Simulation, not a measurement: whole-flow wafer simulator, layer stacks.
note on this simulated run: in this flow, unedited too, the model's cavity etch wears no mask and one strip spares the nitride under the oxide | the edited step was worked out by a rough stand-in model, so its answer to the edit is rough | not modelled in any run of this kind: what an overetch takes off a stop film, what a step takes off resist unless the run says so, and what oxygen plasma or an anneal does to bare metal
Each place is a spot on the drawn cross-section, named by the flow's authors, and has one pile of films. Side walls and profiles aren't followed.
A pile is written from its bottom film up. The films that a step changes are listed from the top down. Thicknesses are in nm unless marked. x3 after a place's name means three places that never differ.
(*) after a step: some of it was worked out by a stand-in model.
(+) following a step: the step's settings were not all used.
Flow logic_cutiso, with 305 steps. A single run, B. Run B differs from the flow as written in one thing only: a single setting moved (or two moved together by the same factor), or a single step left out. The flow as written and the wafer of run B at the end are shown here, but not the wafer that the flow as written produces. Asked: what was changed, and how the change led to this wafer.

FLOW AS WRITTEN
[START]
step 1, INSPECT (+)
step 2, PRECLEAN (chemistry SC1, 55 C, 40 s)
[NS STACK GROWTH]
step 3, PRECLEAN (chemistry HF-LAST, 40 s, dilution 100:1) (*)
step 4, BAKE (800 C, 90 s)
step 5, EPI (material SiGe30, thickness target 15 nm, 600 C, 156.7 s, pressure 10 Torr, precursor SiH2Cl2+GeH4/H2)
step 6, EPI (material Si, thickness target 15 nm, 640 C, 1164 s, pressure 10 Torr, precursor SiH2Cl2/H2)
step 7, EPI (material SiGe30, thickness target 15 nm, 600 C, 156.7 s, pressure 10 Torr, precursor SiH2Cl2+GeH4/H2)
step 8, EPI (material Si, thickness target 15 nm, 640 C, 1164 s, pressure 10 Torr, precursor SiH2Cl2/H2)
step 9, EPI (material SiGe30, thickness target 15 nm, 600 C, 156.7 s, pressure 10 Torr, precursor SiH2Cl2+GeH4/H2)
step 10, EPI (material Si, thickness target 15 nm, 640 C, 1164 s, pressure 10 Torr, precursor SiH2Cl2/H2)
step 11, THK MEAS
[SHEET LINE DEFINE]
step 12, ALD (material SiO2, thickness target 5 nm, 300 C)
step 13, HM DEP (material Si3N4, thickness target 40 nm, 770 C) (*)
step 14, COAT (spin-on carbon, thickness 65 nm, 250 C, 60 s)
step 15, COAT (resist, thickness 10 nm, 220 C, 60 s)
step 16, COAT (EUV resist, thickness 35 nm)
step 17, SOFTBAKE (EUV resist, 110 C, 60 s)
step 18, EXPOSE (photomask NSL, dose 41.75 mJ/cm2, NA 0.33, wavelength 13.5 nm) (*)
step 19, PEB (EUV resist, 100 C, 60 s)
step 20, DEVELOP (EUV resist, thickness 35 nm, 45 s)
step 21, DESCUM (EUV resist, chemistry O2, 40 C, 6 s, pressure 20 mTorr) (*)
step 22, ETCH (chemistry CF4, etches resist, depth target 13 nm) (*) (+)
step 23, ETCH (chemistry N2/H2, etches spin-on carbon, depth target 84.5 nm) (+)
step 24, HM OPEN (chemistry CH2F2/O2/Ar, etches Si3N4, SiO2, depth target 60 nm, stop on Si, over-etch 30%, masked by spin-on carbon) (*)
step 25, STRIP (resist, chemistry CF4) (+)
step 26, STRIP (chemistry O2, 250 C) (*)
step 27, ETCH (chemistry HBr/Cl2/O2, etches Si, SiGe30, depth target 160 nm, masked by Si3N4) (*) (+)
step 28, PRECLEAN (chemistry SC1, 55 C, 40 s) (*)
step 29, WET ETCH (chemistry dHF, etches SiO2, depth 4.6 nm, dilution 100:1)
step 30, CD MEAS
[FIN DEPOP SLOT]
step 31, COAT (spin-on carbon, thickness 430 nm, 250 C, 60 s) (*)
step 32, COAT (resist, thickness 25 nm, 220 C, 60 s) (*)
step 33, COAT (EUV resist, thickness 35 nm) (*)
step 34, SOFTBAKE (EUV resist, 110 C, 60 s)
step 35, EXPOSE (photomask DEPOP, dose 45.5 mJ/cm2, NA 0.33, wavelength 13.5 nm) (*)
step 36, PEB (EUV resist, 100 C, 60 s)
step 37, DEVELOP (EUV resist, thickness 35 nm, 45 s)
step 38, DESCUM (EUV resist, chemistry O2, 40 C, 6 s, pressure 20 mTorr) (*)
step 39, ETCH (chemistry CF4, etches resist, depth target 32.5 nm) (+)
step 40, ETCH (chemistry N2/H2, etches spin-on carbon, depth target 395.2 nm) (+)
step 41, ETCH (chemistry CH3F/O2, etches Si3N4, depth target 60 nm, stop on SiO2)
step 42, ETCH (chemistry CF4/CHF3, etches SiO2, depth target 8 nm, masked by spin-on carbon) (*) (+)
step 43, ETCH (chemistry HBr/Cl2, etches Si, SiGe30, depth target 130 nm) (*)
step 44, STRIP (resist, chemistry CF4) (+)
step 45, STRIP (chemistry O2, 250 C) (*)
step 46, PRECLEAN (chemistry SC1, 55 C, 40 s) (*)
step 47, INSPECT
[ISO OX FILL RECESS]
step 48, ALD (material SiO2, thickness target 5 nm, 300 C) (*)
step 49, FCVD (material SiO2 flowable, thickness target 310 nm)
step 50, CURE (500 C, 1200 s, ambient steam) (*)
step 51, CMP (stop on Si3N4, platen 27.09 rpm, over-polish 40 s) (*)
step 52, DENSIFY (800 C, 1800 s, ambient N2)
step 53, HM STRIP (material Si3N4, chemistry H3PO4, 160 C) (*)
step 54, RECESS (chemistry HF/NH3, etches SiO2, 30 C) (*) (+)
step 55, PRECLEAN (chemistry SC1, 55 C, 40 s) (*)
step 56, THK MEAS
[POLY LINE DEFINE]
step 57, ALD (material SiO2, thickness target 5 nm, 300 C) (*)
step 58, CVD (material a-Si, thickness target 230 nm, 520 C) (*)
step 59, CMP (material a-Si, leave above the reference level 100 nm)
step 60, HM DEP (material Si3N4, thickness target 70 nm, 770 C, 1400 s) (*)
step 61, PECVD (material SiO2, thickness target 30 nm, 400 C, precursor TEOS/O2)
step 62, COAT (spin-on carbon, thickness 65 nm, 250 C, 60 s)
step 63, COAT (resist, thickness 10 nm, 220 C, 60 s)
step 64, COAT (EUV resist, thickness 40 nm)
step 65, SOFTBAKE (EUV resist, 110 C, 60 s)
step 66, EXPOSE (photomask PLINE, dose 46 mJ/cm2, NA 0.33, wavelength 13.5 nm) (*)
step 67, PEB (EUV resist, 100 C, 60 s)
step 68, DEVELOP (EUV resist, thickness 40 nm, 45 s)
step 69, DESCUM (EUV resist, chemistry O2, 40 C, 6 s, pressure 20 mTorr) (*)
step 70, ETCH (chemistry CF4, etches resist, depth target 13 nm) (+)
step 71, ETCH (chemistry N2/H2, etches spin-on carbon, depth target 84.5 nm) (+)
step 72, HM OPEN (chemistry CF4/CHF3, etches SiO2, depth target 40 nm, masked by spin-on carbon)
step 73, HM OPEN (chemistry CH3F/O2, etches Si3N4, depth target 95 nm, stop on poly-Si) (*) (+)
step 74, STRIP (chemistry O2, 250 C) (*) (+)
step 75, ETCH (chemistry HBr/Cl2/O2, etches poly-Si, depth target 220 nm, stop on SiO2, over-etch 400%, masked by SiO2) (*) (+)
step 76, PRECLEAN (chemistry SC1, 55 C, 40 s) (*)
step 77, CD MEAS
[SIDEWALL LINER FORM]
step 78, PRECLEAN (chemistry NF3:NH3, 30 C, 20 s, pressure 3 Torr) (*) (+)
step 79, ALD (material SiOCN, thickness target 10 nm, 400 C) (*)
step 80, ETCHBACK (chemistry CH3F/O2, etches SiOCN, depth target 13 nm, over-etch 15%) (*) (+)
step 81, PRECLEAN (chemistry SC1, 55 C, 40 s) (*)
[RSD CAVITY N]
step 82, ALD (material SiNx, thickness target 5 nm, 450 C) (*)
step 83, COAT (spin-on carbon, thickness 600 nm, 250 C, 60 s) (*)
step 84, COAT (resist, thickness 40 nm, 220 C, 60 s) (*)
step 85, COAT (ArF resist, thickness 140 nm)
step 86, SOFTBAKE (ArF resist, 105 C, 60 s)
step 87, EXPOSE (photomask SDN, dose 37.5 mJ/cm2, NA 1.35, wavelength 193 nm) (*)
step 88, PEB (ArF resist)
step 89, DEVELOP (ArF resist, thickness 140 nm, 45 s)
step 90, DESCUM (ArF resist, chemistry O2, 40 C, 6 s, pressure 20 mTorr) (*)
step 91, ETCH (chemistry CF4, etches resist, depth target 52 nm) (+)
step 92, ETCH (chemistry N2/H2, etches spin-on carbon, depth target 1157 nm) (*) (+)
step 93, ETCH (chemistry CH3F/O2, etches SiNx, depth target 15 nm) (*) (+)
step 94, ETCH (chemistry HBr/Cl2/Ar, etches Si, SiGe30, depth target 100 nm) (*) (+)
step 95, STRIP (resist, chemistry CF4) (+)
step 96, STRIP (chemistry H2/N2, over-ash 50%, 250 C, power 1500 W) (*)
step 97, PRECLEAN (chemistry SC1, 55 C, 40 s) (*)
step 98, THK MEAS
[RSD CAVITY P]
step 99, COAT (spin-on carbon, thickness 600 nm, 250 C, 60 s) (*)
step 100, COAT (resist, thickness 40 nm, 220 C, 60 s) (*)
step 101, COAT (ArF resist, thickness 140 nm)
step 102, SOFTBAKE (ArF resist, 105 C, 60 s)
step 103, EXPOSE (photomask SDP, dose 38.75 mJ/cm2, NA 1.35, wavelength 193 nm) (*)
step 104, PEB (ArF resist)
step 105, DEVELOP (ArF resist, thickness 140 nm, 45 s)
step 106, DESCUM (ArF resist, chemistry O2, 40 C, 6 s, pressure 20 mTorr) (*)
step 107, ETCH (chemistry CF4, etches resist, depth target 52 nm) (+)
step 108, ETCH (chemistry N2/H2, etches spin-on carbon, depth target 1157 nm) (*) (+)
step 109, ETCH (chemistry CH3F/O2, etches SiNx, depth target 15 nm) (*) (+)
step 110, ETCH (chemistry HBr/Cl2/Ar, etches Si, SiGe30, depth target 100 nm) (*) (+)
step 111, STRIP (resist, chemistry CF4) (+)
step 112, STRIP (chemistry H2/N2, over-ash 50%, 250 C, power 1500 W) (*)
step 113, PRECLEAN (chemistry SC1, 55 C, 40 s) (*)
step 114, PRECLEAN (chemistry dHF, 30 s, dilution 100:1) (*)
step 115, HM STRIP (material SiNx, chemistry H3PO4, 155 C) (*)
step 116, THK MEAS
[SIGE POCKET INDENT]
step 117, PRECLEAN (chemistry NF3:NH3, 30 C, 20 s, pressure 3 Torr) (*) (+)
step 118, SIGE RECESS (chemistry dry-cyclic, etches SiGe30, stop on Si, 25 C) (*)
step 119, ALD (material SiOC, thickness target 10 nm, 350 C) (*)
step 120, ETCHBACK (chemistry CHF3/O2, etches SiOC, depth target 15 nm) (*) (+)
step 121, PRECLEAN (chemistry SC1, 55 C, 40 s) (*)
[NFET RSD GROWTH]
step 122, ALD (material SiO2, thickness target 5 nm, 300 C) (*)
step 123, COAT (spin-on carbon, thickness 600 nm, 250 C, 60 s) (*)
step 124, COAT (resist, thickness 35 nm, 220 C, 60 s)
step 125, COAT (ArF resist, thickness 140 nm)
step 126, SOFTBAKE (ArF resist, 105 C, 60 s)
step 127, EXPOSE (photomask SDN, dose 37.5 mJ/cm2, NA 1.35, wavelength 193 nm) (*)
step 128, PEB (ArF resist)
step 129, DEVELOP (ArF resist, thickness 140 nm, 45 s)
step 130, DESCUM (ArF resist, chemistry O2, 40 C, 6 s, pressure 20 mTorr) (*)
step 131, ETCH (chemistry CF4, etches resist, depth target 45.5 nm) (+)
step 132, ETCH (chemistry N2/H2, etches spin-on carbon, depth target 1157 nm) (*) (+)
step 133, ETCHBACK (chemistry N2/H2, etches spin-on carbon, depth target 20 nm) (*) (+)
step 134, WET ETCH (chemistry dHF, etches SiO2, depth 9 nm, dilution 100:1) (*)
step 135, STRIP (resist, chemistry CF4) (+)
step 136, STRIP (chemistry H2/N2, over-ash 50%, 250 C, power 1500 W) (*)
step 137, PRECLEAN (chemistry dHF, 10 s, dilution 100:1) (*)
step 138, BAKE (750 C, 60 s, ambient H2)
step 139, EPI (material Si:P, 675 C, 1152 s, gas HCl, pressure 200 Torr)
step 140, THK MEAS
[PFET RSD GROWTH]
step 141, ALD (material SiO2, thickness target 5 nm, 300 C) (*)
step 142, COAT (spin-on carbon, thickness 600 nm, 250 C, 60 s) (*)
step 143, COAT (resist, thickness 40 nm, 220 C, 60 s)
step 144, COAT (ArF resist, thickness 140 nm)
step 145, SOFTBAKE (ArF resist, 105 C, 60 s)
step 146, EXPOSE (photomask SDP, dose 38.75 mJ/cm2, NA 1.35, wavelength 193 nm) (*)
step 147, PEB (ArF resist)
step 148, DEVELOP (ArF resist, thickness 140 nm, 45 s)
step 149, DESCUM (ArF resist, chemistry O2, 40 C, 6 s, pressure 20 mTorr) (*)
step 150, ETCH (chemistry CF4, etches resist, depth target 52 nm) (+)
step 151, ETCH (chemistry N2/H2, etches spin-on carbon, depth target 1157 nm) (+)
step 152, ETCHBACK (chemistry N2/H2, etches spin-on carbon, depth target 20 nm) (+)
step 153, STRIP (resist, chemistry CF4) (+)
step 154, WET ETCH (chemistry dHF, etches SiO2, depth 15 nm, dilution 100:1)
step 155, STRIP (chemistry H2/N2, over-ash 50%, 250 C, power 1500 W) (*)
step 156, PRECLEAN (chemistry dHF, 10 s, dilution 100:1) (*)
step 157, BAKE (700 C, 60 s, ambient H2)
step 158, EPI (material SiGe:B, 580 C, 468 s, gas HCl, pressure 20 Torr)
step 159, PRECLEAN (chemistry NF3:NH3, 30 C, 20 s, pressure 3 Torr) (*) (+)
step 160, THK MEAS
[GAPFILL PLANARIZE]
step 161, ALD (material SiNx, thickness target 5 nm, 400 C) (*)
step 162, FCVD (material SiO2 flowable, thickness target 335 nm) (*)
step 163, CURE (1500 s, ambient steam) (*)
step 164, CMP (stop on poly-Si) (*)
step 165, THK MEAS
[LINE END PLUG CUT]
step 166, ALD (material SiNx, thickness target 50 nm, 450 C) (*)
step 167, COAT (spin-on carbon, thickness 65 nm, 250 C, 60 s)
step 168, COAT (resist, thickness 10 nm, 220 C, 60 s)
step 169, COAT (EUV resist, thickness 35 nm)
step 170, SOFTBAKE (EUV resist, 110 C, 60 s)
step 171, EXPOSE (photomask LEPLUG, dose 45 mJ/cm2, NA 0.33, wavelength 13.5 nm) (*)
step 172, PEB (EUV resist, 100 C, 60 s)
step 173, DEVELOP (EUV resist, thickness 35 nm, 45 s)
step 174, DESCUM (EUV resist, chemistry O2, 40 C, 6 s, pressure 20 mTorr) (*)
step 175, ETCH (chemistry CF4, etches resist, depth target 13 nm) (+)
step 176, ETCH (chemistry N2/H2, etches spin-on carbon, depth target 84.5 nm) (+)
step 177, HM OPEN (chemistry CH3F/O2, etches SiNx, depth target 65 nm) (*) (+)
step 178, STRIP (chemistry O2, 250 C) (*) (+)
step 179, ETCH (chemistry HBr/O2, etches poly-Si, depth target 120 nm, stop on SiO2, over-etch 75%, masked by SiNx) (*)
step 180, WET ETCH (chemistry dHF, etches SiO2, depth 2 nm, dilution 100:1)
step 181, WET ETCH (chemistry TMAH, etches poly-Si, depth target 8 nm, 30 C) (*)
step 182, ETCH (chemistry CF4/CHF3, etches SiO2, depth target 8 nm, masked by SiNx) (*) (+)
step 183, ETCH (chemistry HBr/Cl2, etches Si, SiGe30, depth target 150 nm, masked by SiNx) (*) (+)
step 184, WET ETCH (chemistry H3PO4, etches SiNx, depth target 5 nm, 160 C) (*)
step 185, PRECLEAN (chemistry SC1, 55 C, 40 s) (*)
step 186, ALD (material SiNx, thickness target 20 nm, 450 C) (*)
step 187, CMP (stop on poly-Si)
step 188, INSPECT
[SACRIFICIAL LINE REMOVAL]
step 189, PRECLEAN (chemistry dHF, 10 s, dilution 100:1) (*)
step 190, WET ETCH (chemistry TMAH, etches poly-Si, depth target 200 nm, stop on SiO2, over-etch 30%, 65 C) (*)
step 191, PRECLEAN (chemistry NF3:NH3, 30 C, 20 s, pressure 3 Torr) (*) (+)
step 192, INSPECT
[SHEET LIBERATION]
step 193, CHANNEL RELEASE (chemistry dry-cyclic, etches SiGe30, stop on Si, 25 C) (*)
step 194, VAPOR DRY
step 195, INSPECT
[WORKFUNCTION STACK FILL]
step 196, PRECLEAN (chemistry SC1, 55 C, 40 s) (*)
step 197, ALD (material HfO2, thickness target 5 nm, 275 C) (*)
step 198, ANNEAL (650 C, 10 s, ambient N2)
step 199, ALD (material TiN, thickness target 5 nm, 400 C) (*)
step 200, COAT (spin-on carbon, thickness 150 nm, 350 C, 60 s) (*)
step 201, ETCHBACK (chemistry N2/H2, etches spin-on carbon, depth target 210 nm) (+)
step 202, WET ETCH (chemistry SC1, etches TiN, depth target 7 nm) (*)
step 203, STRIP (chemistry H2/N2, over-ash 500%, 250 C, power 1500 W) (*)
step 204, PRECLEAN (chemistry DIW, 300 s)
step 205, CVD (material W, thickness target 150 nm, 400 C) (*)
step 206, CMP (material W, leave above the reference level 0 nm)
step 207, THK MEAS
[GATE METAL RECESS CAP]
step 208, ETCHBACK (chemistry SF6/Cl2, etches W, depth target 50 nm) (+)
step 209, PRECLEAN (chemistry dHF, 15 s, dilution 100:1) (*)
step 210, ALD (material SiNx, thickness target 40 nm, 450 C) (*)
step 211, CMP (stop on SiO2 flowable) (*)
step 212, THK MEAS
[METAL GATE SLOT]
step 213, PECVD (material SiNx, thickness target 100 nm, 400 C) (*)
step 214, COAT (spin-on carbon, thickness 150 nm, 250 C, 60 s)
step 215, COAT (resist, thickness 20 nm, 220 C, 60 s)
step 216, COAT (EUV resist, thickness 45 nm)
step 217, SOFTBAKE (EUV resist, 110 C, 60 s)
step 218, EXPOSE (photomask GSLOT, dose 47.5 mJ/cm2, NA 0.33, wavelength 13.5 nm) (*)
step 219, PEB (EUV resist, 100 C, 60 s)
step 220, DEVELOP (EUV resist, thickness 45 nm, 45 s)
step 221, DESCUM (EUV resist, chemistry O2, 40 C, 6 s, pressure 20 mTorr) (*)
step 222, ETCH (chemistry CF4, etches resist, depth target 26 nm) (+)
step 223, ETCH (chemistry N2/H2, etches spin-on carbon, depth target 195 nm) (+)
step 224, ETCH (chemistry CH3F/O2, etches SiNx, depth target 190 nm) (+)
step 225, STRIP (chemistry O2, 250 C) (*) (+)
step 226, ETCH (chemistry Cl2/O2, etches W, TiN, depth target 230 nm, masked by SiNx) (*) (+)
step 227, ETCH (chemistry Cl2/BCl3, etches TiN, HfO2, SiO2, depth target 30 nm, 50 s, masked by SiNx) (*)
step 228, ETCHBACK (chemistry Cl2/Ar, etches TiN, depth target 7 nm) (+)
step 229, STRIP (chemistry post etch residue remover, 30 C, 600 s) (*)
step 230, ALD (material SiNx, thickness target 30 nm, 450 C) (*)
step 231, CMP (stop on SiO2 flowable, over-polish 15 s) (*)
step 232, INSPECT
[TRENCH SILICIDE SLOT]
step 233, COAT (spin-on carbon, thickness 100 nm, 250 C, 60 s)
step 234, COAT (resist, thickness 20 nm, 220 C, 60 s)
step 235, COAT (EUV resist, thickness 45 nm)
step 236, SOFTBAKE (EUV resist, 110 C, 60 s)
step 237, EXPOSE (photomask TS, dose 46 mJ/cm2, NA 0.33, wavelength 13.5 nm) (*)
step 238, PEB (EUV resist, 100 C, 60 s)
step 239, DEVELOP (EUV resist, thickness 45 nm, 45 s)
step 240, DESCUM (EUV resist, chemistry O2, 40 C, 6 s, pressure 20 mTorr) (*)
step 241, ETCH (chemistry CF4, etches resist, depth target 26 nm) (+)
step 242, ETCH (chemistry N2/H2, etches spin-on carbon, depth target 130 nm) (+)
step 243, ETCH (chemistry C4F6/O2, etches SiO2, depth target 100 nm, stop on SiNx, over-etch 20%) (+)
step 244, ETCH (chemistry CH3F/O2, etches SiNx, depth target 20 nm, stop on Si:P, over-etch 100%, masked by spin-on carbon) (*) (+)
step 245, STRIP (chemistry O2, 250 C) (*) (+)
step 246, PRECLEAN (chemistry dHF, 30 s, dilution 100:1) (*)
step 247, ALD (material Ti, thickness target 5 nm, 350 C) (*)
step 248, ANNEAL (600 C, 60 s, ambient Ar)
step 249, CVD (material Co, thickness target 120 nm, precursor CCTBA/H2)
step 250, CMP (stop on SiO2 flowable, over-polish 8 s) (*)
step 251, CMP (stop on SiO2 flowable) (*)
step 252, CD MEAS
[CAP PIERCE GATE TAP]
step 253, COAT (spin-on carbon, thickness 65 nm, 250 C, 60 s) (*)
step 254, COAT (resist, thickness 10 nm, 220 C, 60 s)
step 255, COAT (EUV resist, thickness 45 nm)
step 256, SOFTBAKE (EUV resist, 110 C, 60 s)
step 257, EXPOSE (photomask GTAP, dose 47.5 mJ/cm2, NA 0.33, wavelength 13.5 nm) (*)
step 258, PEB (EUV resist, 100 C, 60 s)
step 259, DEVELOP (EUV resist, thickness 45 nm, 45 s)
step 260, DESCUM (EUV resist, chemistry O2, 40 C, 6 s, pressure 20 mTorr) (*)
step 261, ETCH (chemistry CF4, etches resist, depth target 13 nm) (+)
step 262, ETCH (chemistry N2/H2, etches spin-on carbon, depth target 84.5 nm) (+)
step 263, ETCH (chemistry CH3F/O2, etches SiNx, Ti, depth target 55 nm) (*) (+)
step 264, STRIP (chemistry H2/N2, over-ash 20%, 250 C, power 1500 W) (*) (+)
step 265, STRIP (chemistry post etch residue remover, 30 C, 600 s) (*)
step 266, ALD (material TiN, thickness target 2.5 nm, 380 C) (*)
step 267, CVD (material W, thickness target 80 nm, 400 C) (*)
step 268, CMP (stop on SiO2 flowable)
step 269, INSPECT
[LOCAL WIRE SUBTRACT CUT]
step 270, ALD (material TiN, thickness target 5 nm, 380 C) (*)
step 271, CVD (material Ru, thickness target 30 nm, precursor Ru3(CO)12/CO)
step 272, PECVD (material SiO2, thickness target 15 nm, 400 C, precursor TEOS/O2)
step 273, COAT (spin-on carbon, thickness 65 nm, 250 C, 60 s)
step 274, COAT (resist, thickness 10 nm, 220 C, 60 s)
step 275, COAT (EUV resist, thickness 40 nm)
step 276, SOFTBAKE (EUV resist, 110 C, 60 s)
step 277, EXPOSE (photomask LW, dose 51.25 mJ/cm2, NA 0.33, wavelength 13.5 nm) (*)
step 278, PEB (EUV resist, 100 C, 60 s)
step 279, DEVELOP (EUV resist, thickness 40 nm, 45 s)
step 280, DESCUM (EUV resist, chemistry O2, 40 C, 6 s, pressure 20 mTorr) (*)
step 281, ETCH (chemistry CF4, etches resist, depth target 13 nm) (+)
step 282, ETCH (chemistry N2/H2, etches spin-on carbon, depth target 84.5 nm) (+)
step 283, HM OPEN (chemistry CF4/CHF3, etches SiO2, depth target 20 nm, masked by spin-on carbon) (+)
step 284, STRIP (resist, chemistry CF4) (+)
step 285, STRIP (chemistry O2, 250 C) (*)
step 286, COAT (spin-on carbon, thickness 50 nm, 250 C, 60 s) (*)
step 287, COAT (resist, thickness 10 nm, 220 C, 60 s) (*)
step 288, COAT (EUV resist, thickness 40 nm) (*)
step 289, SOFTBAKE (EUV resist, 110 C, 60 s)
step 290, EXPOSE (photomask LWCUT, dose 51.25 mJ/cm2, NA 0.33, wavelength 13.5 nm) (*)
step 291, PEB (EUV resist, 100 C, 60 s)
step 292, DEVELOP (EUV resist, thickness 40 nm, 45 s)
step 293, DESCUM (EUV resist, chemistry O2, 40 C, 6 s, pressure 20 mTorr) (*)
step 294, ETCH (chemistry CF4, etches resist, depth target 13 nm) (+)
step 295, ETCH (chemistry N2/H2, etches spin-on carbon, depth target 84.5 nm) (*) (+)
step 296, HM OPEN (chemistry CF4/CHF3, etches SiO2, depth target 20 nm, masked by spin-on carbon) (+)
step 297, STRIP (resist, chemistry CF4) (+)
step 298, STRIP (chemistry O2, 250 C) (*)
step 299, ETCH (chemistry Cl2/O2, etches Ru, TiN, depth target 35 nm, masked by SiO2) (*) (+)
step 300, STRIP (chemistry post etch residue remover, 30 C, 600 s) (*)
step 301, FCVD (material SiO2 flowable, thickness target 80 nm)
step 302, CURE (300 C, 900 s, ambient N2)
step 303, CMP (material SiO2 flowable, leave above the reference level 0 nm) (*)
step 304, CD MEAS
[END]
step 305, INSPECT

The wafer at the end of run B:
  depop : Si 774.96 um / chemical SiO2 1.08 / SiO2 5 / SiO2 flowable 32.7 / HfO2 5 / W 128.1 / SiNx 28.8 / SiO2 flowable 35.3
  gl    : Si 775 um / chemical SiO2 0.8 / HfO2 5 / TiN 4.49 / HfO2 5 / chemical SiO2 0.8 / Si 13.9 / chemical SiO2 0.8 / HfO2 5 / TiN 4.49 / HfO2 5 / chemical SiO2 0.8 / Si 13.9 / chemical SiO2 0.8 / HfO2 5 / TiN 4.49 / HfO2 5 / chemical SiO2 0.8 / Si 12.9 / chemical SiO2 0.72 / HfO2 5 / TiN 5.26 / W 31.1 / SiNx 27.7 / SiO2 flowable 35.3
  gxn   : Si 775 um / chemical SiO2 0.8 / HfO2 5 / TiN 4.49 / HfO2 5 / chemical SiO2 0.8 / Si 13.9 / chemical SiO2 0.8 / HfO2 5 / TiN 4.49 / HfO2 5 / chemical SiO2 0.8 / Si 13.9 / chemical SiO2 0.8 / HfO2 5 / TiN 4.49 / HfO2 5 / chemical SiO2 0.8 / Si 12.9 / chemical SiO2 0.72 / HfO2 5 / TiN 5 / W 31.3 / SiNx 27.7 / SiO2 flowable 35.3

Cause: step 163, CURE: 975 s was run, while the flow as written has 1500 s.

The path from the change to this, step by step:
  step 163, CURE (1500 s, ambient steam) (*)
      depop, dpovl, isow, ns, nsgap: -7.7 SiO2 flowable (as written it would have been: -8.24 SiO2 flowable)
  step 250, CMP (stop on SiO2 flowable, over-polish 8 s) (*)
      rsdx: -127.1 Co (as written it would have been: -127.9 Co (all of it))
  step 251, CMP (stop on SiO2 flowable) (*)
      rsdx: -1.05 Co (all of it), -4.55 Ti (as written it would have been: -5 Ti (all of it))
